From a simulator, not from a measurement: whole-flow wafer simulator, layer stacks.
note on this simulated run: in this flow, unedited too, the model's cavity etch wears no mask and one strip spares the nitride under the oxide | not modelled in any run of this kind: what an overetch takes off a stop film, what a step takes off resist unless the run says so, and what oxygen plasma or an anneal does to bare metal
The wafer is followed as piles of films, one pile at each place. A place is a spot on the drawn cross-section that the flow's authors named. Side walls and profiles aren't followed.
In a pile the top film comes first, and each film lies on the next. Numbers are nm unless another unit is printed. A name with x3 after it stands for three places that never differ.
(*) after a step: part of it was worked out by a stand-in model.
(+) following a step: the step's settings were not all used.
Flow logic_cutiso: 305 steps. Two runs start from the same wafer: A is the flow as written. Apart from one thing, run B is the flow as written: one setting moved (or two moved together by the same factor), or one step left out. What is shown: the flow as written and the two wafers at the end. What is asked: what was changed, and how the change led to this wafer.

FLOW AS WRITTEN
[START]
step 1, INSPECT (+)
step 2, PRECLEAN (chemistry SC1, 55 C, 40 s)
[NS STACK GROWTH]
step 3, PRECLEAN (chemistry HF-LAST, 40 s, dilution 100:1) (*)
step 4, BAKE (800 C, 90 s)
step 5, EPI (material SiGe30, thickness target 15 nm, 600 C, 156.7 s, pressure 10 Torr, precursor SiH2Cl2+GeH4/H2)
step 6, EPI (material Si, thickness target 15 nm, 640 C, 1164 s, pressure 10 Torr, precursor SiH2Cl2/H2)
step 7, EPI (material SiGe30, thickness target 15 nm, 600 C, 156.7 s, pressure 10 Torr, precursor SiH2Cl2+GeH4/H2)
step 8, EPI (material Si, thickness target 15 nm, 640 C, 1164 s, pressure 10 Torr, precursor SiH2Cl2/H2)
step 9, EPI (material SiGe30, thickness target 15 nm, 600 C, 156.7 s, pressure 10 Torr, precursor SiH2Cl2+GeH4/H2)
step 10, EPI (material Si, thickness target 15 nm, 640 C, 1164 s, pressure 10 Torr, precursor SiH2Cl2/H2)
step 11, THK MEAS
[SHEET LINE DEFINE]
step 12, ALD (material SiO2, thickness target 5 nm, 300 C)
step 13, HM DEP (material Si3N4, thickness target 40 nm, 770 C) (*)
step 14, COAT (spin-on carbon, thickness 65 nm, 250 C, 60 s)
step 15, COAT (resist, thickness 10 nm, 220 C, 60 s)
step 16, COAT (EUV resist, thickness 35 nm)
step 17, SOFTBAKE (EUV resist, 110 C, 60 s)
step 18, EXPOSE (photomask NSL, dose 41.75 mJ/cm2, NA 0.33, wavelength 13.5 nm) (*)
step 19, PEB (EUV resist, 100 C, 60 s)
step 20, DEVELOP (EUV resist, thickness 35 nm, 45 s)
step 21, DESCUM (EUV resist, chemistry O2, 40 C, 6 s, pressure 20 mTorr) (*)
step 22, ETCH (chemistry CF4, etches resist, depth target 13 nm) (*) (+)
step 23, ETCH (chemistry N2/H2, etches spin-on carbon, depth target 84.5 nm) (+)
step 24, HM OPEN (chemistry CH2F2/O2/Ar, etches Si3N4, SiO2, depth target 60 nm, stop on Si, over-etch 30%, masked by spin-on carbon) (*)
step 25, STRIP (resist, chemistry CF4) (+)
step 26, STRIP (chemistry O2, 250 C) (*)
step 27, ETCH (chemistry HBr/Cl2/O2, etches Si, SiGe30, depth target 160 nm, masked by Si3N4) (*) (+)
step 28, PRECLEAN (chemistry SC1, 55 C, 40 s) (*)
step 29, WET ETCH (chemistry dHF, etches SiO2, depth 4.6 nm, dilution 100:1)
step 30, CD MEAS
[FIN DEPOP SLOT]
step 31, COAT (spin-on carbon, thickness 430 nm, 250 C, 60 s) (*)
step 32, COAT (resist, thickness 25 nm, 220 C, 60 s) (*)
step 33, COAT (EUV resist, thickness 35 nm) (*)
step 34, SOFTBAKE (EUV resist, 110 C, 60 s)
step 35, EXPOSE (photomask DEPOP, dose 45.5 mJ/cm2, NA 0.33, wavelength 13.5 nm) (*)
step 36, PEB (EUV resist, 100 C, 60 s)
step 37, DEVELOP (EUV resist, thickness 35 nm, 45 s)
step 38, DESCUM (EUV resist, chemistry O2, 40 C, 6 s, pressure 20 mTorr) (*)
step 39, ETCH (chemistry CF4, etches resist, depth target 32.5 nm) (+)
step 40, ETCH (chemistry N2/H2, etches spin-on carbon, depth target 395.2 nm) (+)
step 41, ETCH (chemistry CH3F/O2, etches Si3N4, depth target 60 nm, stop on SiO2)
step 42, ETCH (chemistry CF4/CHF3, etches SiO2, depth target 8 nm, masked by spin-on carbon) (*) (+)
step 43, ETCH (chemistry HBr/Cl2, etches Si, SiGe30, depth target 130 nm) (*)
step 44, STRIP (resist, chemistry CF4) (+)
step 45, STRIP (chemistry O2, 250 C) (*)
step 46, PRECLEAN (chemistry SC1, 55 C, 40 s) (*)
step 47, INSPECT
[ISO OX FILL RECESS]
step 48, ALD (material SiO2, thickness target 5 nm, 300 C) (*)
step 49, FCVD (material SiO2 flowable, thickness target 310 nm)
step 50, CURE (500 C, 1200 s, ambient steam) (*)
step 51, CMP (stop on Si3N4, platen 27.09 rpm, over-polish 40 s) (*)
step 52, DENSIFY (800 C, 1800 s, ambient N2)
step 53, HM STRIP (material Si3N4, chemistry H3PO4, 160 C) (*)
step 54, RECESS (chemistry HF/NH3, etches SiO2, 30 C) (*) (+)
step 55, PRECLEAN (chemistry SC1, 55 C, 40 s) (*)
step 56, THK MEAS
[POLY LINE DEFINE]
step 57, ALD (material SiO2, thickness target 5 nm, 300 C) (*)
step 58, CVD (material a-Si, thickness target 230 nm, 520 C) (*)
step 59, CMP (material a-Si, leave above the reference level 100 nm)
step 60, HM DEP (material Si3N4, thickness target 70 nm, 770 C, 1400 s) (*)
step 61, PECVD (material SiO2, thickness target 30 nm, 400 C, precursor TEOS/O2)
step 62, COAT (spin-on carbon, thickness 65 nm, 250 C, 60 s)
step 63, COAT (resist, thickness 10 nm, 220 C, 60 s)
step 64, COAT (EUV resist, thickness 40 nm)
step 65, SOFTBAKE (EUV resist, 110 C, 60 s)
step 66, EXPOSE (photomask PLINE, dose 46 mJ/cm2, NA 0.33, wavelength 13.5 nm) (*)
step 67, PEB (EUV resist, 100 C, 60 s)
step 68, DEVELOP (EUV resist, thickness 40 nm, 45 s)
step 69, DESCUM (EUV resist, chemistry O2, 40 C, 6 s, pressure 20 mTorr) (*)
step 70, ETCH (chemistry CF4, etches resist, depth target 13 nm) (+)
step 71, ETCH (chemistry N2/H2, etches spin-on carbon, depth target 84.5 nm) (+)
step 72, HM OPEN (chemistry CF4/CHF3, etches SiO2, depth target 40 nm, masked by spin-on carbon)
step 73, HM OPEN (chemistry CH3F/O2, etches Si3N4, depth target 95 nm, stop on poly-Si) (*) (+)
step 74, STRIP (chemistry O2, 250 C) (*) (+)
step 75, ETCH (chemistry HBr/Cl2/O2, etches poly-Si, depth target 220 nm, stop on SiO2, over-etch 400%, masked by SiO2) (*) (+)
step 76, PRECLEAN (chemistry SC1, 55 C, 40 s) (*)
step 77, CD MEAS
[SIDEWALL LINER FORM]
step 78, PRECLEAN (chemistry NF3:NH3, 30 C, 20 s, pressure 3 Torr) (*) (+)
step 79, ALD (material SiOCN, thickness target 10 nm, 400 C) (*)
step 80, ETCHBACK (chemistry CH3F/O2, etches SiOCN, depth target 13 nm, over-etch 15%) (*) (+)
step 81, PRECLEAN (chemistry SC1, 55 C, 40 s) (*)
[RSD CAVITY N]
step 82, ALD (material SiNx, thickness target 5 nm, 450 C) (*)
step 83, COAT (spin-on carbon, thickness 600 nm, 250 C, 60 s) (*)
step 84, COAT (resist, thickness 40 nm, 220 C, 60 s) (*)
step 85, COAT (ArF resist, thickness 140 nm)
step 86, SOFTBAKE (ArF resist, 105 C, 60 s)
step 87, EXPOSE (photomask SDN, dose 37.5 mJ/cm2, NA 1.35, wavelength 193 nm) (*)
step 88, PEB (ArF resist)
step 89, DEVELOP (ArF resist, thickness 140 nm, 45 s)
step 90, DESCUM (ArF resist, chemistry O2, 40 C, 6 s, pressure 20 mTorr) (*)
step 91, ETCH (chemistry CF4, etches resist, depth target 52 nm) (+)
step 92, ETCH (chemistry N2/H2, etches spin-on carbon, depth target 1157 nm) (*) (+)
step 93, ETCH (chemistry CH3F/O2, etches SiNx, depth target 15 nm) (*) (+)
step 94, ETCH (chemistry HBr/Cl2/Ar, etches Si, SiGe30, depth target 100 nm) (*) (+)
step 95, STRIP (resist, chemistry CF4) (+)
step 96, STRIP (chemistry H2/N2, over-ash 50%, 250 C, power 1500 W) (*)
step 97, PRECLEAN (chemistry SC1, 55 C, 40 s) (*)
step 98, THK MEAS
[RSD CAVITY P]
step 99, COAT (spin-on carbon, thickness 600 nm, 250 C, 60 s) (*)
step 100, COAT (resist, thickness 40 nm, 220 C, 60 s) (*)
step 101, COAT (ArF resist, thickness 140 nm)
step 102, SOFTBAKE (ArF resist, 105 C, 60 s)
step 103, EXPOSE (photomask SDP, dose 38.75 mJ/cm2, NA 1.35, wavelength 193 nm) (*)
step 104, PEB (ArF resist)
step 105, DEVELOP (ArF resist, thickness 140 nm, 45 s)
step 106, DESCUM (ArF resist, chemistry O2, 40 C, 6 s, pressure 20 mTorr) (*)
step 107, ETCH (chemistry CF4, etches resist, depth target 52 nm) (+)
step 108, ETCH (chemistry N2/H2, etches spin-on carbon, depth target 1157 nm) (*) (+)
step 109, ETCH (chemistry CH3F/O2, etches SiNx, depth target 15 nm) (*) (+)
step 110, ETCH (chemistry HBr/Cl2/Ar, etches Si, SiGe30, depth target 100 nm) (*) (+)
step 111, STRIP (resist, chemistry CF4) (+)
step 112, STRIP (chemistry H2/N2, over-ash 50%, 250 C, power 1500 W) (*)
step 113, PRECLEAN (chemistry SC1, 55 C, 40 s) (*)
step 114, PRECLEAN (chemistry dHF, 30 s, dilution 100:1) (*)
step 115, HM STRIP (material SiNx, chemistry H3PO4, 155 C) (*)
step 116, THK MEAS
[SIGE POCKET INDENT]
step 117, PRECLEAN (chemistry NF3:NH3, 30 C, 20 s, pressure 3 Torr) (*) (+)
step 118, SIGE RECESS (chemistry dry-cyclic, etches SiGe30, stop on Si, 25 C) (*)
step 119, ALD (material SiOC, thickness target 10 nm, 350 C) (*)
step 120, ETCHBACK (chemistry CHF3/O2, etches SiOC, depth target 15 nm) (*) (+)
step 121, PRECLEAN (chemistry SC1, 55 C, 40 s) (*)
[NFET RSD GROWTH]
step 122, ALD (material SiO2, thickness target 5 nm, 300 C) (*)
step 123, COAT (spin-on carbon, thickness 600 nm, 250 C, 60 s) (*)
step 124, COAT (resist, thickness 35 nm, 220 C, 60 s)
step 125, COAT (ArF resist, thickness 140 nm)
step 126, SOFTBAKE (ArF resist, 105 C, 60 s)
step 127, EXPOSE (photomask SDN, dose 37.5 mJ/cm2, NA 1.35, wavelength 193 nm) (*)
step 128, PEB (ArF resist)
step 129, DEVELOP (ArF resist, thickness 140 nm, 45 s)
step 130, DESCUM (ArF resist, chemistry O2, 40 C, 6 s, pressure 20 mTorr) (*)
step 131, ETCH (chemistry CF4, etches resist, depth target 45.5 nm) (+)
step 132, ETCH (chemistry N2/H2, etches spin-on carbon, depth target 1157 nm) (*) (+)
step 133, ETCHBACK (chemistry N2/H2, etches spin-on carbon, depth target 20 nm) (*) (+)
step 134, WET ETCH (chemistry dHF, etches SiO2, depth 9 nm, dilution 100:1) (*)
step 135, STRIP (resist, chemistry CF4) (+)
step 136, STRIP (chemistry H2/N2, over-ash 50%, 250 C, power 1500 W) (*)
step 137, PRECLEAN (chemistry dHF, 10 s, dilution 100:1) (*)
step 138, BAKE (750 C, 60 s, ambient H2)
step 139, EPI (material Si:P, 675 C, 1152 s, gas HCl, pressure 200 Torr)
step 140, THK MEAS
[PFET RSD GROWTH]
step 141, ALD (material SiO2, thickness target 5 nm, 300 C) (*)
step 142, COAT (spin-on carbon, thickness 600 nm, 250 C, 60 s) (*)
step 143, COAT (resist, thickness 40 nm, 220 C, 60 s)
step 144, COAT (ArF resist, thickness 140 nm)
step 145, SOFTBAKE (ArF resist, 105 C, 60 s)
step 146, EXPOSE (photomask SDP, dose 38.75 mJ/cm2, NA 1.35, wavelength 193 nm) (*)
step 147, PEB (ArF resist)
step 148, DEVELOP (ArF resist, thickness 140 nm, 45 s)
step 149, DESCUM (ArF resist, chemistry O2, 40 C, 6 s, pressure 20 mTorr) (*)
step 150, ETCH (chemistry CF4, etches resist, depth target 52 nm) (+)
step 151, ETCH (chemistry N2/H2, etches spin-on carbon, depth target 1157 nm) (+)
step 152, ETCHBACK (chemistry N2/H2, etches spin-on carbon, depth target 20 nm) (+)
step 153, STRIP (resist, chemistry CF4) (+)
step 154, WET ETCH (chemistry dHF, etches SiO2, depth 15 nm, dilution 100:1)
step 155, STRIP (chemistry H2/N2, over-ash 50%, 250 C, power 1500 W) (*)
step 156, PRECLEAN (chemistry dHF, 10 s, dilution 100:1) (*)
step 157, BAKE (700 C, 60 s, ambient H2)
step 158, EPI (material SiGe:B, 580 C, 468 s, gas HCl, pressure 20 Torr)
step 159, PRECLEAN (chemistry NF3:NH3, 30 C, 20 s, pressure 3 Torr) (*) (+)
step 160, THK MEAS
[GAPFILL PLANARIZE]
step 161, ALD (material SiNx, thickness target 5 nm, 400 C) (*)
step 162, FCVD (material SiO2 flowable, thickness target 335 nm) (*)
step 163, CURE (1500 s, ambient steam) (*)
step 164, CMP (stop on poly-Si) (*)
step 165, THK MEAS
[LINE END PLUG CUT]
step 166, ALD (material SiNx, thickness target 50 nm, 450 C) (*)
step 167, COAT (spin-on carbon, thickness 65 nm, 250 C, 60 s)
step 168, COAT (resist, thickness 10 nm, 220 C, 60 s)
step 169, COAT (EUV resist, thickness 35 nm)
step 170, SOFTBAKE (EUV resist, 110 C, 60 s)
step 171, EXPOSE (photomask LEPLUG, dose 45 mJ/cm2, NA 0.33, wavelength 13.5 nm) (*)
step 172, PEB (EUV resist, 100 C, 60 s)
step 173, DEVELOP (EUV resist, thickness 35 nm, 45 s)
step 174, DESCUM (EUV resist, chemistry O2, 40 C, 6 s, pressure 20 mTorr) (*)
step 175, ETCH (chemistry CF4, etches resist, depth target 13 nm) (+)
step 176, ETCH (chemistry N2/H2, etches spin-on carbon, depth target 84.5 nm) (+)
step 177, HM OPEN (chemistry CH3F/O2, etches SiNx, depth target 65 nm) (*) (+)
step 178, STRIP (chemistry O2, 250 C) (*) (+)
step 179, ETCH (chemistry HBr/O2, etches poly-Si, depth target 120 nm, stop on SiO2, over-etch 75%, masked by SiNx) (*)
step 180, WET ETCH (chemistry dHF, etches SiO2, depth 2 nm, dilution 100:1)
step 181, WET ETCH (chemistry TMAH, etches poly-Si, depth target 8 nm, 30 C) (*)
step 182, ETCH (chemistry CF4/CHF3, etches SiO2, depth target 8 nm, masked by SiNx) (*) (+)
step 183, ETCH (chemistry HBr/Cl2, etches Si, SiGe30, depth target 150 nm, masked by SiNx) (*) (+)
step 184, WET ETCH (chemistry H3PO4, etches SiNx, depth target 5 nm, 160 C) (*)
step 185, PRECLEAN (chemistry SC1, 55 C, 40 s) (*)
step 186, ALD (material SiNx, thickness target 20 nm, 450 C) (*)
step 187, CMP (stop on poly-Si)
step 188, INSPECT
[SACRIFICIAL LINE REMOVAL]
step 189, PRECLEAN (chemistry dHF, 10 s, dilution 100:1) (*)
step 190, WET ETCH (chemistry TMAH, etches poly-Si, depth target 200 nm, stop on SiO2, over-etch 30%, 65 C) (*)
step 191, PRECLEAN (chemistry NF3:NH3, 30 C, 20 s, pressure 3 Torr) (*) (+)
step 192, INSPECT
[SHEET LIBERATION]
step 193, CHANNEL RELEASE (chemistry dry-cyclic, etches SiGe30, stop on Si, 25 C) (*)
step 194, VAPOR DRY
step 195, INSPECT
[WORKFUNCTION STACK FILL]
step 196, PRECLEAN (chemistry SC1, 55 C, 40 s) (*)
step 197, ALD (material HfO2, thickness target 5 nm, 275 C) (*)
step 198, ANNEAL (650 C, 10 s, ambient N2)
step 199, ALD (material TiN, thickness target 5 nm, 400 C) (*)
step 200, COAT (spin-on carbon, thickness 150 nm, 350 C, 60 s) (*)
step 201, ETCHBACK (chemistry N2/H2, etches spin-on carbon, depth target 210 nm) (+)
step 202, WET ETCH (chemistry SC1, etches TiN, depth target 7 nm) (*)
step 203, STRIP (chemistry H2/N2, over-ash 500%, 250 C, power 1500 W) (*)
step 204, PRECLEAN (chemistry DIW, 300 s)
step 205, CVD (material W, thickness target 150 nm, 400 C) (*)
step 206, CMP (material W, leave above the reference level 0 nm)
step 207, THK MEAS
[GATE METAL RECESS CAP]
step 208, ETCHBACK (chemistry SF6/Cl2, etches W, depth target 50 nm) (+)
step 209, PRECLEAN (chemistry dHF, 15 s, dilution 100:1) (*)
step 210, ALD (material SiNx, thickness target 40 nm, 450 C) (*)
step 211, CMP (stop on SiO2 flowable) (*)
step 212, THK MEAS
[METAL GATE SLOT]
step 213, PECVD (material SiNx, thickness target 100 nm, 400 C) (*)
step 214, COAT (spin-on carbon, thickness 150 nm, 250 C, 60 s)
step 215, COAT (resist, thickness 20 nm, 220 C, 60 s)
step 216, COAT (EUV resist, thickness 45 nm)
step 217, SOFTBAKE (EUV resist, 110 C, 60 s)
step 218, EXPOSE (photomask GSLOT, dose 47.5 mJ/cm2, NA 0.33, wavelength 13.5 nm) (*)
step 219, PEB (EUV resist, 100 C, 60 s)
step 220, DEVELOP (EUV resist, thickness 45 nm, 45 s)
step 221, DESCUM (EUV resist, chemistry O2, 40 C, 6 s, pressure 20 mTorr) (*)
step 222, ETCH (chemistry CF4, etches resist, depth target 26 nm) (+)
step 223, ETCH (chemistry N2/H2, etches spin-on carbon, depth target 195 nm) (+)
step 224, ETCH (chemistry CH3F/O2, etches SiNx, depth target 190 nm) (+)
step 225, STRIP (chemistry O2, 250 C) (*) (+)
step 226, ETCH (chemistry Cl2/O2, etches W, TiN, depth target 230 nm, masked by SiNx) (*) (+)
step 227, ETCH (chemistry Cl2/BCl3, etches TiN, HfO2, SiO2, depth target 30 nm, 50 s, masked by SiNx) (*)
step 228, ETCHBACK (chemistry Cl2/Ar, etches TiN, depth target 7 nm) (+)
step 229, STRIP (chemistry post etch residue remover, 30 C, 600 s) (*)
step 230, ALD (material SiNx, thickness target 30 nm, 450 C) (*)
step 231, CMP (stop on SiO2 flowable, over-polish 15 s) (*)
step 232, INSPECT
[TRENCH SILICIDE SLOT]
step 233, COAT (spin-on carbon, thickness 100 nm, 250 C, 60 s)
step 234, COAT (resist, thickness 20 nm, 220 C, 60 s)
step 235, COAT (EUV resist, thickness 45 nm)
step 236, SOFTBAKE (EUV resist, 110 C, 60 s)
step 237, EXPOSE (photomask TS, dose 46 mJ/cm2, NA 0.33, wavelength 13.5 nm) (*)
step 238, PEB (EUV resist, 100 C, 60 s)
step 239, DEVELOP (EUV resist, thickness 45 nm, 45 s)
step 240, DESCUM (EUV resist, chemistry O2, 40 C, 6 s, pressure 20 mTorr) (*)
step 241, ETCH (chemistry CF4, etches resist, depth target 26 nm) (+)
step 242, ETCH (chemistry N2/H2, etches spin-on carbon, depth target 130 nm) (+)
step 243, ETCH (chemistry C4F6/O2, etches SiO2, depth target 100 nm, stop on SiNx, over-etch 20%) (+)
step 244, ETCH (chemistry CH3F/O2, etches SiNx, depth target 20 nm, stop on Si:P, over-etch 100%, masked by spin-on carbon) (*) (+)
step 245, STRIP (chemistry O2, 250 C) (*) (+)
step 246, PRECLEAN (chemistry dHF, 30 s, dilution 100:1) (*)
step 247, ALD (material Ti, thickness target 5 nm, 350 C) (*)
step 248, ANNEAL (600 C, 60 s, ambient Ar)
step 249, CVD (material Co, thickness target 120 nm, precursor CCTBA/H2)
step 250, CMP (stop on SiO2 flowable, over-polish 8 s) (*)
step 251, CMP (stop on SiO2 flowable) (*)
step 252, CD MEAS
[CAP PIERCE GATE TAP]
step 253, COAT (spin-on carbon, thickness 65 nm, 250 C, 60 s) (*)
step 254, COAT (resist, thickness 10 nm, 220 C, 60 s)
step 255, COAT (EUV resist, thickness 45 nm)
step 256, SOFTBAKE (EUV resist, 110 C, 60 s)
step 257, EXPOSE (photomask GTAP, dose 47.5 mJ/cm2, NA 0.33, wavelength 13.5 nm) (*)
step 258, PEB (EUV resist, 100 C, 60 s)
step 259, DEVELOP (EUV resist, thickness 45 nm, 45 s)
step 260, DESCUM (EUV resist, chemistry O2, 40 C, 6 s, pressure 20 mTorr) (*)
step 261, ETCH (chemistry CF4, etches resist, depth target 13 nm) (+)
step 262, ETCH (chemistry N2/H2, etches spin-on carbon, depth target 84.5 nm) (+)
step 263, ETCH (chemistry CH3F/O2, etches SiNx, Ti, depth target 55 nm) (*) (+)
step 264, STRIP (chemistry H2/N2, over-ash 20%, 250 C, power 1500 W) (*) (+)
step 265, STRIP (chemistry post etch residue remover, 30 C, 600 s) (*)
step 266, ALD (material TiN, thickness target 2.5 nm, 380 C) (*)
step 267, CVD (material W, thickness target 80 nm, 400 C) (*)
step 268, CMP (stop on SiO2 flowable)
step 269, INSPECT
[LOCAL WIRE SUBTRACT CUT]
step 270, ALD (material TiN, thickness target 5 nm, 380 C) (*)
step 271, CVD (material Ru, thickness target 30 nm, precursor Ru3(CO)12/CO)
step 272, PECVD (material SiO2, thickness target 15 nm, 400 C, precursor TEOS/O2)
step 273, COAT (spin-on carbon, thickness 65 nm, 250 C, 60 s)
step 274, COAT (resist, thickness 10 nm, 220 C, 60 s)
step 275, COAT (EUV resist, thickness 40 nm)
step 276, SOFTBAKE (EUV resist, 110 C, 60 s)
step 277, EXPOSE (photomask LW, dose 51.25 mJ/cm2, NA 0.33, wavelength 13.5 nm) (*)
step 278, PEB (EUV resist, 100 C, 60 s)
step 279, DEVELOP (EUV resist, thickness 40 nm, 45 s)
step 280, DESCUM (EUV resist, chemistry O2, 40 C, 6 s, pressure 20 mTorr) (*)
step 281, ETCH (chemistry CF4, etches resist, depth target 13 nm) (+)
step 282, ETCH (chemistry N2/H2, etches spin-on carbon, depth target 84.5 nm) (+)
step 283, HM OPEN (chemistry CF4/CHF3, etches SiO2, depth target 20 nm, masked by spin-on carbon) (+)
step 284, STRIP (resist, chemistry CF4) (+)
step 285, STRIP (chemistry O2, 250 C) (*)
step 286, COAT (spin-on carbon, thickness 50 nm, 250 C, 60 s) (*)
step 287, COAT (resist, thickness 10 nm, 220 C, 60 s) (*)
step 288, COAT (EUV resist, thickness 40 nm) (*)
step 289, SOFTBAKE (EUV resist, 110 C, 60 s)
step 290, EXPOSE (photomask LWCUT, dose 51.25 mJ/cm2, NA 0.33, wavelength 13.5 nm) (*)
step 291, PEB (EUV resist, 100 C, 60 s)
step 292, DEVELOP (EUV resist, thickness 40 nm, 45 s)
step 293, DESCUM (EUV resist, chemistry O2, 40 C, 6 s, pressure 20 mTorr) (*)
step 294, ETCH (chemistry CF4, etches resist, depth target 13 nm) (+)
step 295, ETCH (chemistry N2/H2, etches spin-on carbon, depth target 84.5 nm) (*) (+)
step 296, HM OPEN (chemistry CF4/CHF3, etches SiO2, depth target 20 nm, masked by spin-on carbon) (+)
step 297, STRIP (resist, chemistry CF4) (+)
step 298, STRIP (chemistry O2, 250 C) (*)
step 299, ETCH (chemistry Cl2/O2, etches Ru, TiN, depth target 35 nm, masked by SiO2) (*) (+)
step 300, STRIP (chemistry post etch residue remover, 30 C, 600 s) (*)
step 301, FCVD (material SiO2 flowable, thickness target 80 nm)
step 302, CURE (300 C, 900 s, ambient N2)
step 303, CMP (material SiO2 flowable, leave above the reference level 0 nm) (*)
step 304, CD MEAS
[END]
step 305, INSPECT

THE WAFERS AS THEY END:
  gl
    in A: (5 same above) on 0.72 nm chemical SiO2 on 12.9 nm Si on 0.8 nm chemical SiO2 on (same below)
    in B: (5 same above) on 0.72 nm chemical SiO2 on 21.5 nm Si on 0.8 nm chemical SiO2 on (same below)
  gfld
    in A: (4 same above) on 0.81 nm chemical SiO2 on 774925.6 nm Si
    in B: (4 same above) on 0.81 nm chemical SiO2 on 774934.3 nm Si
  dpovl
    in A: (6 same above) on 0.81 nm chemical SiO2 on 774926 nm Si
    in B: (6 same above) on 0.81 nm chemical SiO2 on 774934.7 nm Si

What caused this: step 10, EPI: thickness target 23.6 nm was run, whereas the flow has thickness target 15 nm; step 10, EPI: 1834 s was run, where the flow has 1164 s.

Step by step, how the change led to this:
  step 10, EPI (material Si, thickness target 15 nm, 640 C, 1164 s, pressure 10 Torr, precursor SiH2Cl2/H2)
      depop, dpovl, gfld and 19 more: A Si gains 15 (new film) | B Si gains 23.6 (new film)
  step 27, ETCH (chemistry HBr/Cl2/O2, etches Si, SiGe30, depth target 160 nm, masked by Si3N4) (*) (+)
      gfld, gxf, iso, lnri: A chemical SiO2 loses 0.79 (all of it), Si loses 11.4 (all of it), SiGe30 loses 15 (all of it), Si loses 15 (all of it), SiGe30 loses 15 (all of it), Si loses 15 (all of it), SiGe30 loses 15 (all of it), Si loses 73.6 | B chemical SiO2 loses 0.79 (all of it), Si loses 20 (all of it), SiGe30 loses 15 (all of it), Si loses 15 (all of it), SiGe30 loses 15 (all of it), Si loses 15 (all of it), SiGe30 loses 15 (all of it), Si loses 65
      dpovl, nsgap: A chemical SiO2 loses 0.79 (all of it), Si loses 11.8 (all of it), SiGe30 loses 15 (all of it), Si loses 15 (all of it), SiGe30 loses 15 (all of it), Si loses 15 (all of it), SiGe30 loses 15 (all of it), Si loses 73.2 | B chemical SiO2 loses 0.79 (all of it), Si loses 20.4 (all of it), SiGe30 loses 15 (all of it), Si loses 15 (all of it), SiGe30 loses 15 (all of it), Si loses 15 (all of it), SiGe30 loses 15 (all of it), Si loses 64.6
      (as well as at 1 more place)
  step 43, ETCH (chemistry HBr/Cl2, etches Si, SiGe30, depth target 130 nm) (*)
      depop: A Si loses 14 (all of it), SiGe30 loses 15 (all of it), Si loses 15 (all of it), SiGe30 loses 15 (all of it), Si loses 15 (all of it), SiGe30 loses 15 (all of it), Si loses 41 | B Si loses 22.6 (all of it), SiGe30 loses 15 (all of it), Si loses 15 (all of it), SiGe30 loses 15 (all of it), Si loses 15 (all of it), SiGe30 loses 15 (all of it), Si loses 32.3
  step 94, ETCH (chemistry HBr/Cl2/Ar, etches Si, SiGe30, depth target 100 nm) (*) (+)
      rsdn, rsdx: A chemical SiO2 loses 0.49 (all of it), Si loses 12.8 (all of it), SiGe30 loses 15 (all of it), Si loses 15 (all of it), SiGe30 loses 15 (all of it), Si loses 15 (all of it), SiGe30 loses 15 (all of it), Si loses 12.2 | B chemical SiO2 loses 0.49 (all of it), Si loses 21.4 (all of it), SiGe30 loses 15 (all of it), Si loses 15 (all of it), SiGe30 loses 15 (all of it), Si loses 15 (all of it), SiGe30 loses 15 (all of it), Si loses 3.54
  step 110, ETCH (chemistry HBr/Cl2/Ar, etches Si, SiGe30, depth target 100 nm) (*) (+)
      rsdp, rsdw: A chemical SiO2 loses 0.49 (all of it), Si loses 12.8 (all of it), SiGe30 loses 15 (all of it), Si loses 15 (all of it), SiGe30 loses 15 (all of it), Si loses 15 (all of it), SiGe30 loses 15 (all of it), Si loses 12.2 | B chemical SiO2 loses 0.49 (all of it), Si loses 21.4 (all of it), SiGe30 loses 15 (all of it), Si loses 15 (all of it), SiGe30 loses 15 (all of it), Si loses 15 (all of it), SiGe30 loses 15 (all of it), Si loses 3.54
  step 183, ETCH (chemistry HBr/Cl2, etches Si, SiGe30, depth target 150 nm, masked by SiNx) (*) (+)
      plug: A Si loses 13.6 (all of it), SiGe30 loses 15 (all of it), Si loses 15 (all of it), SiGe30 loses 15 (all of it), Si loses 15 (all of it), SiGe30 loses 15 (all of it), Si loses 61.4 | B Si loses 22.2 (all of it), SiGe30 loses 15 (all of it), Si loses 15 (all of it), SiGe30 loses 15 (all of it), Si loses 15 (all of it), SiGe30 loses 15 (all of it), Si loses 52.8
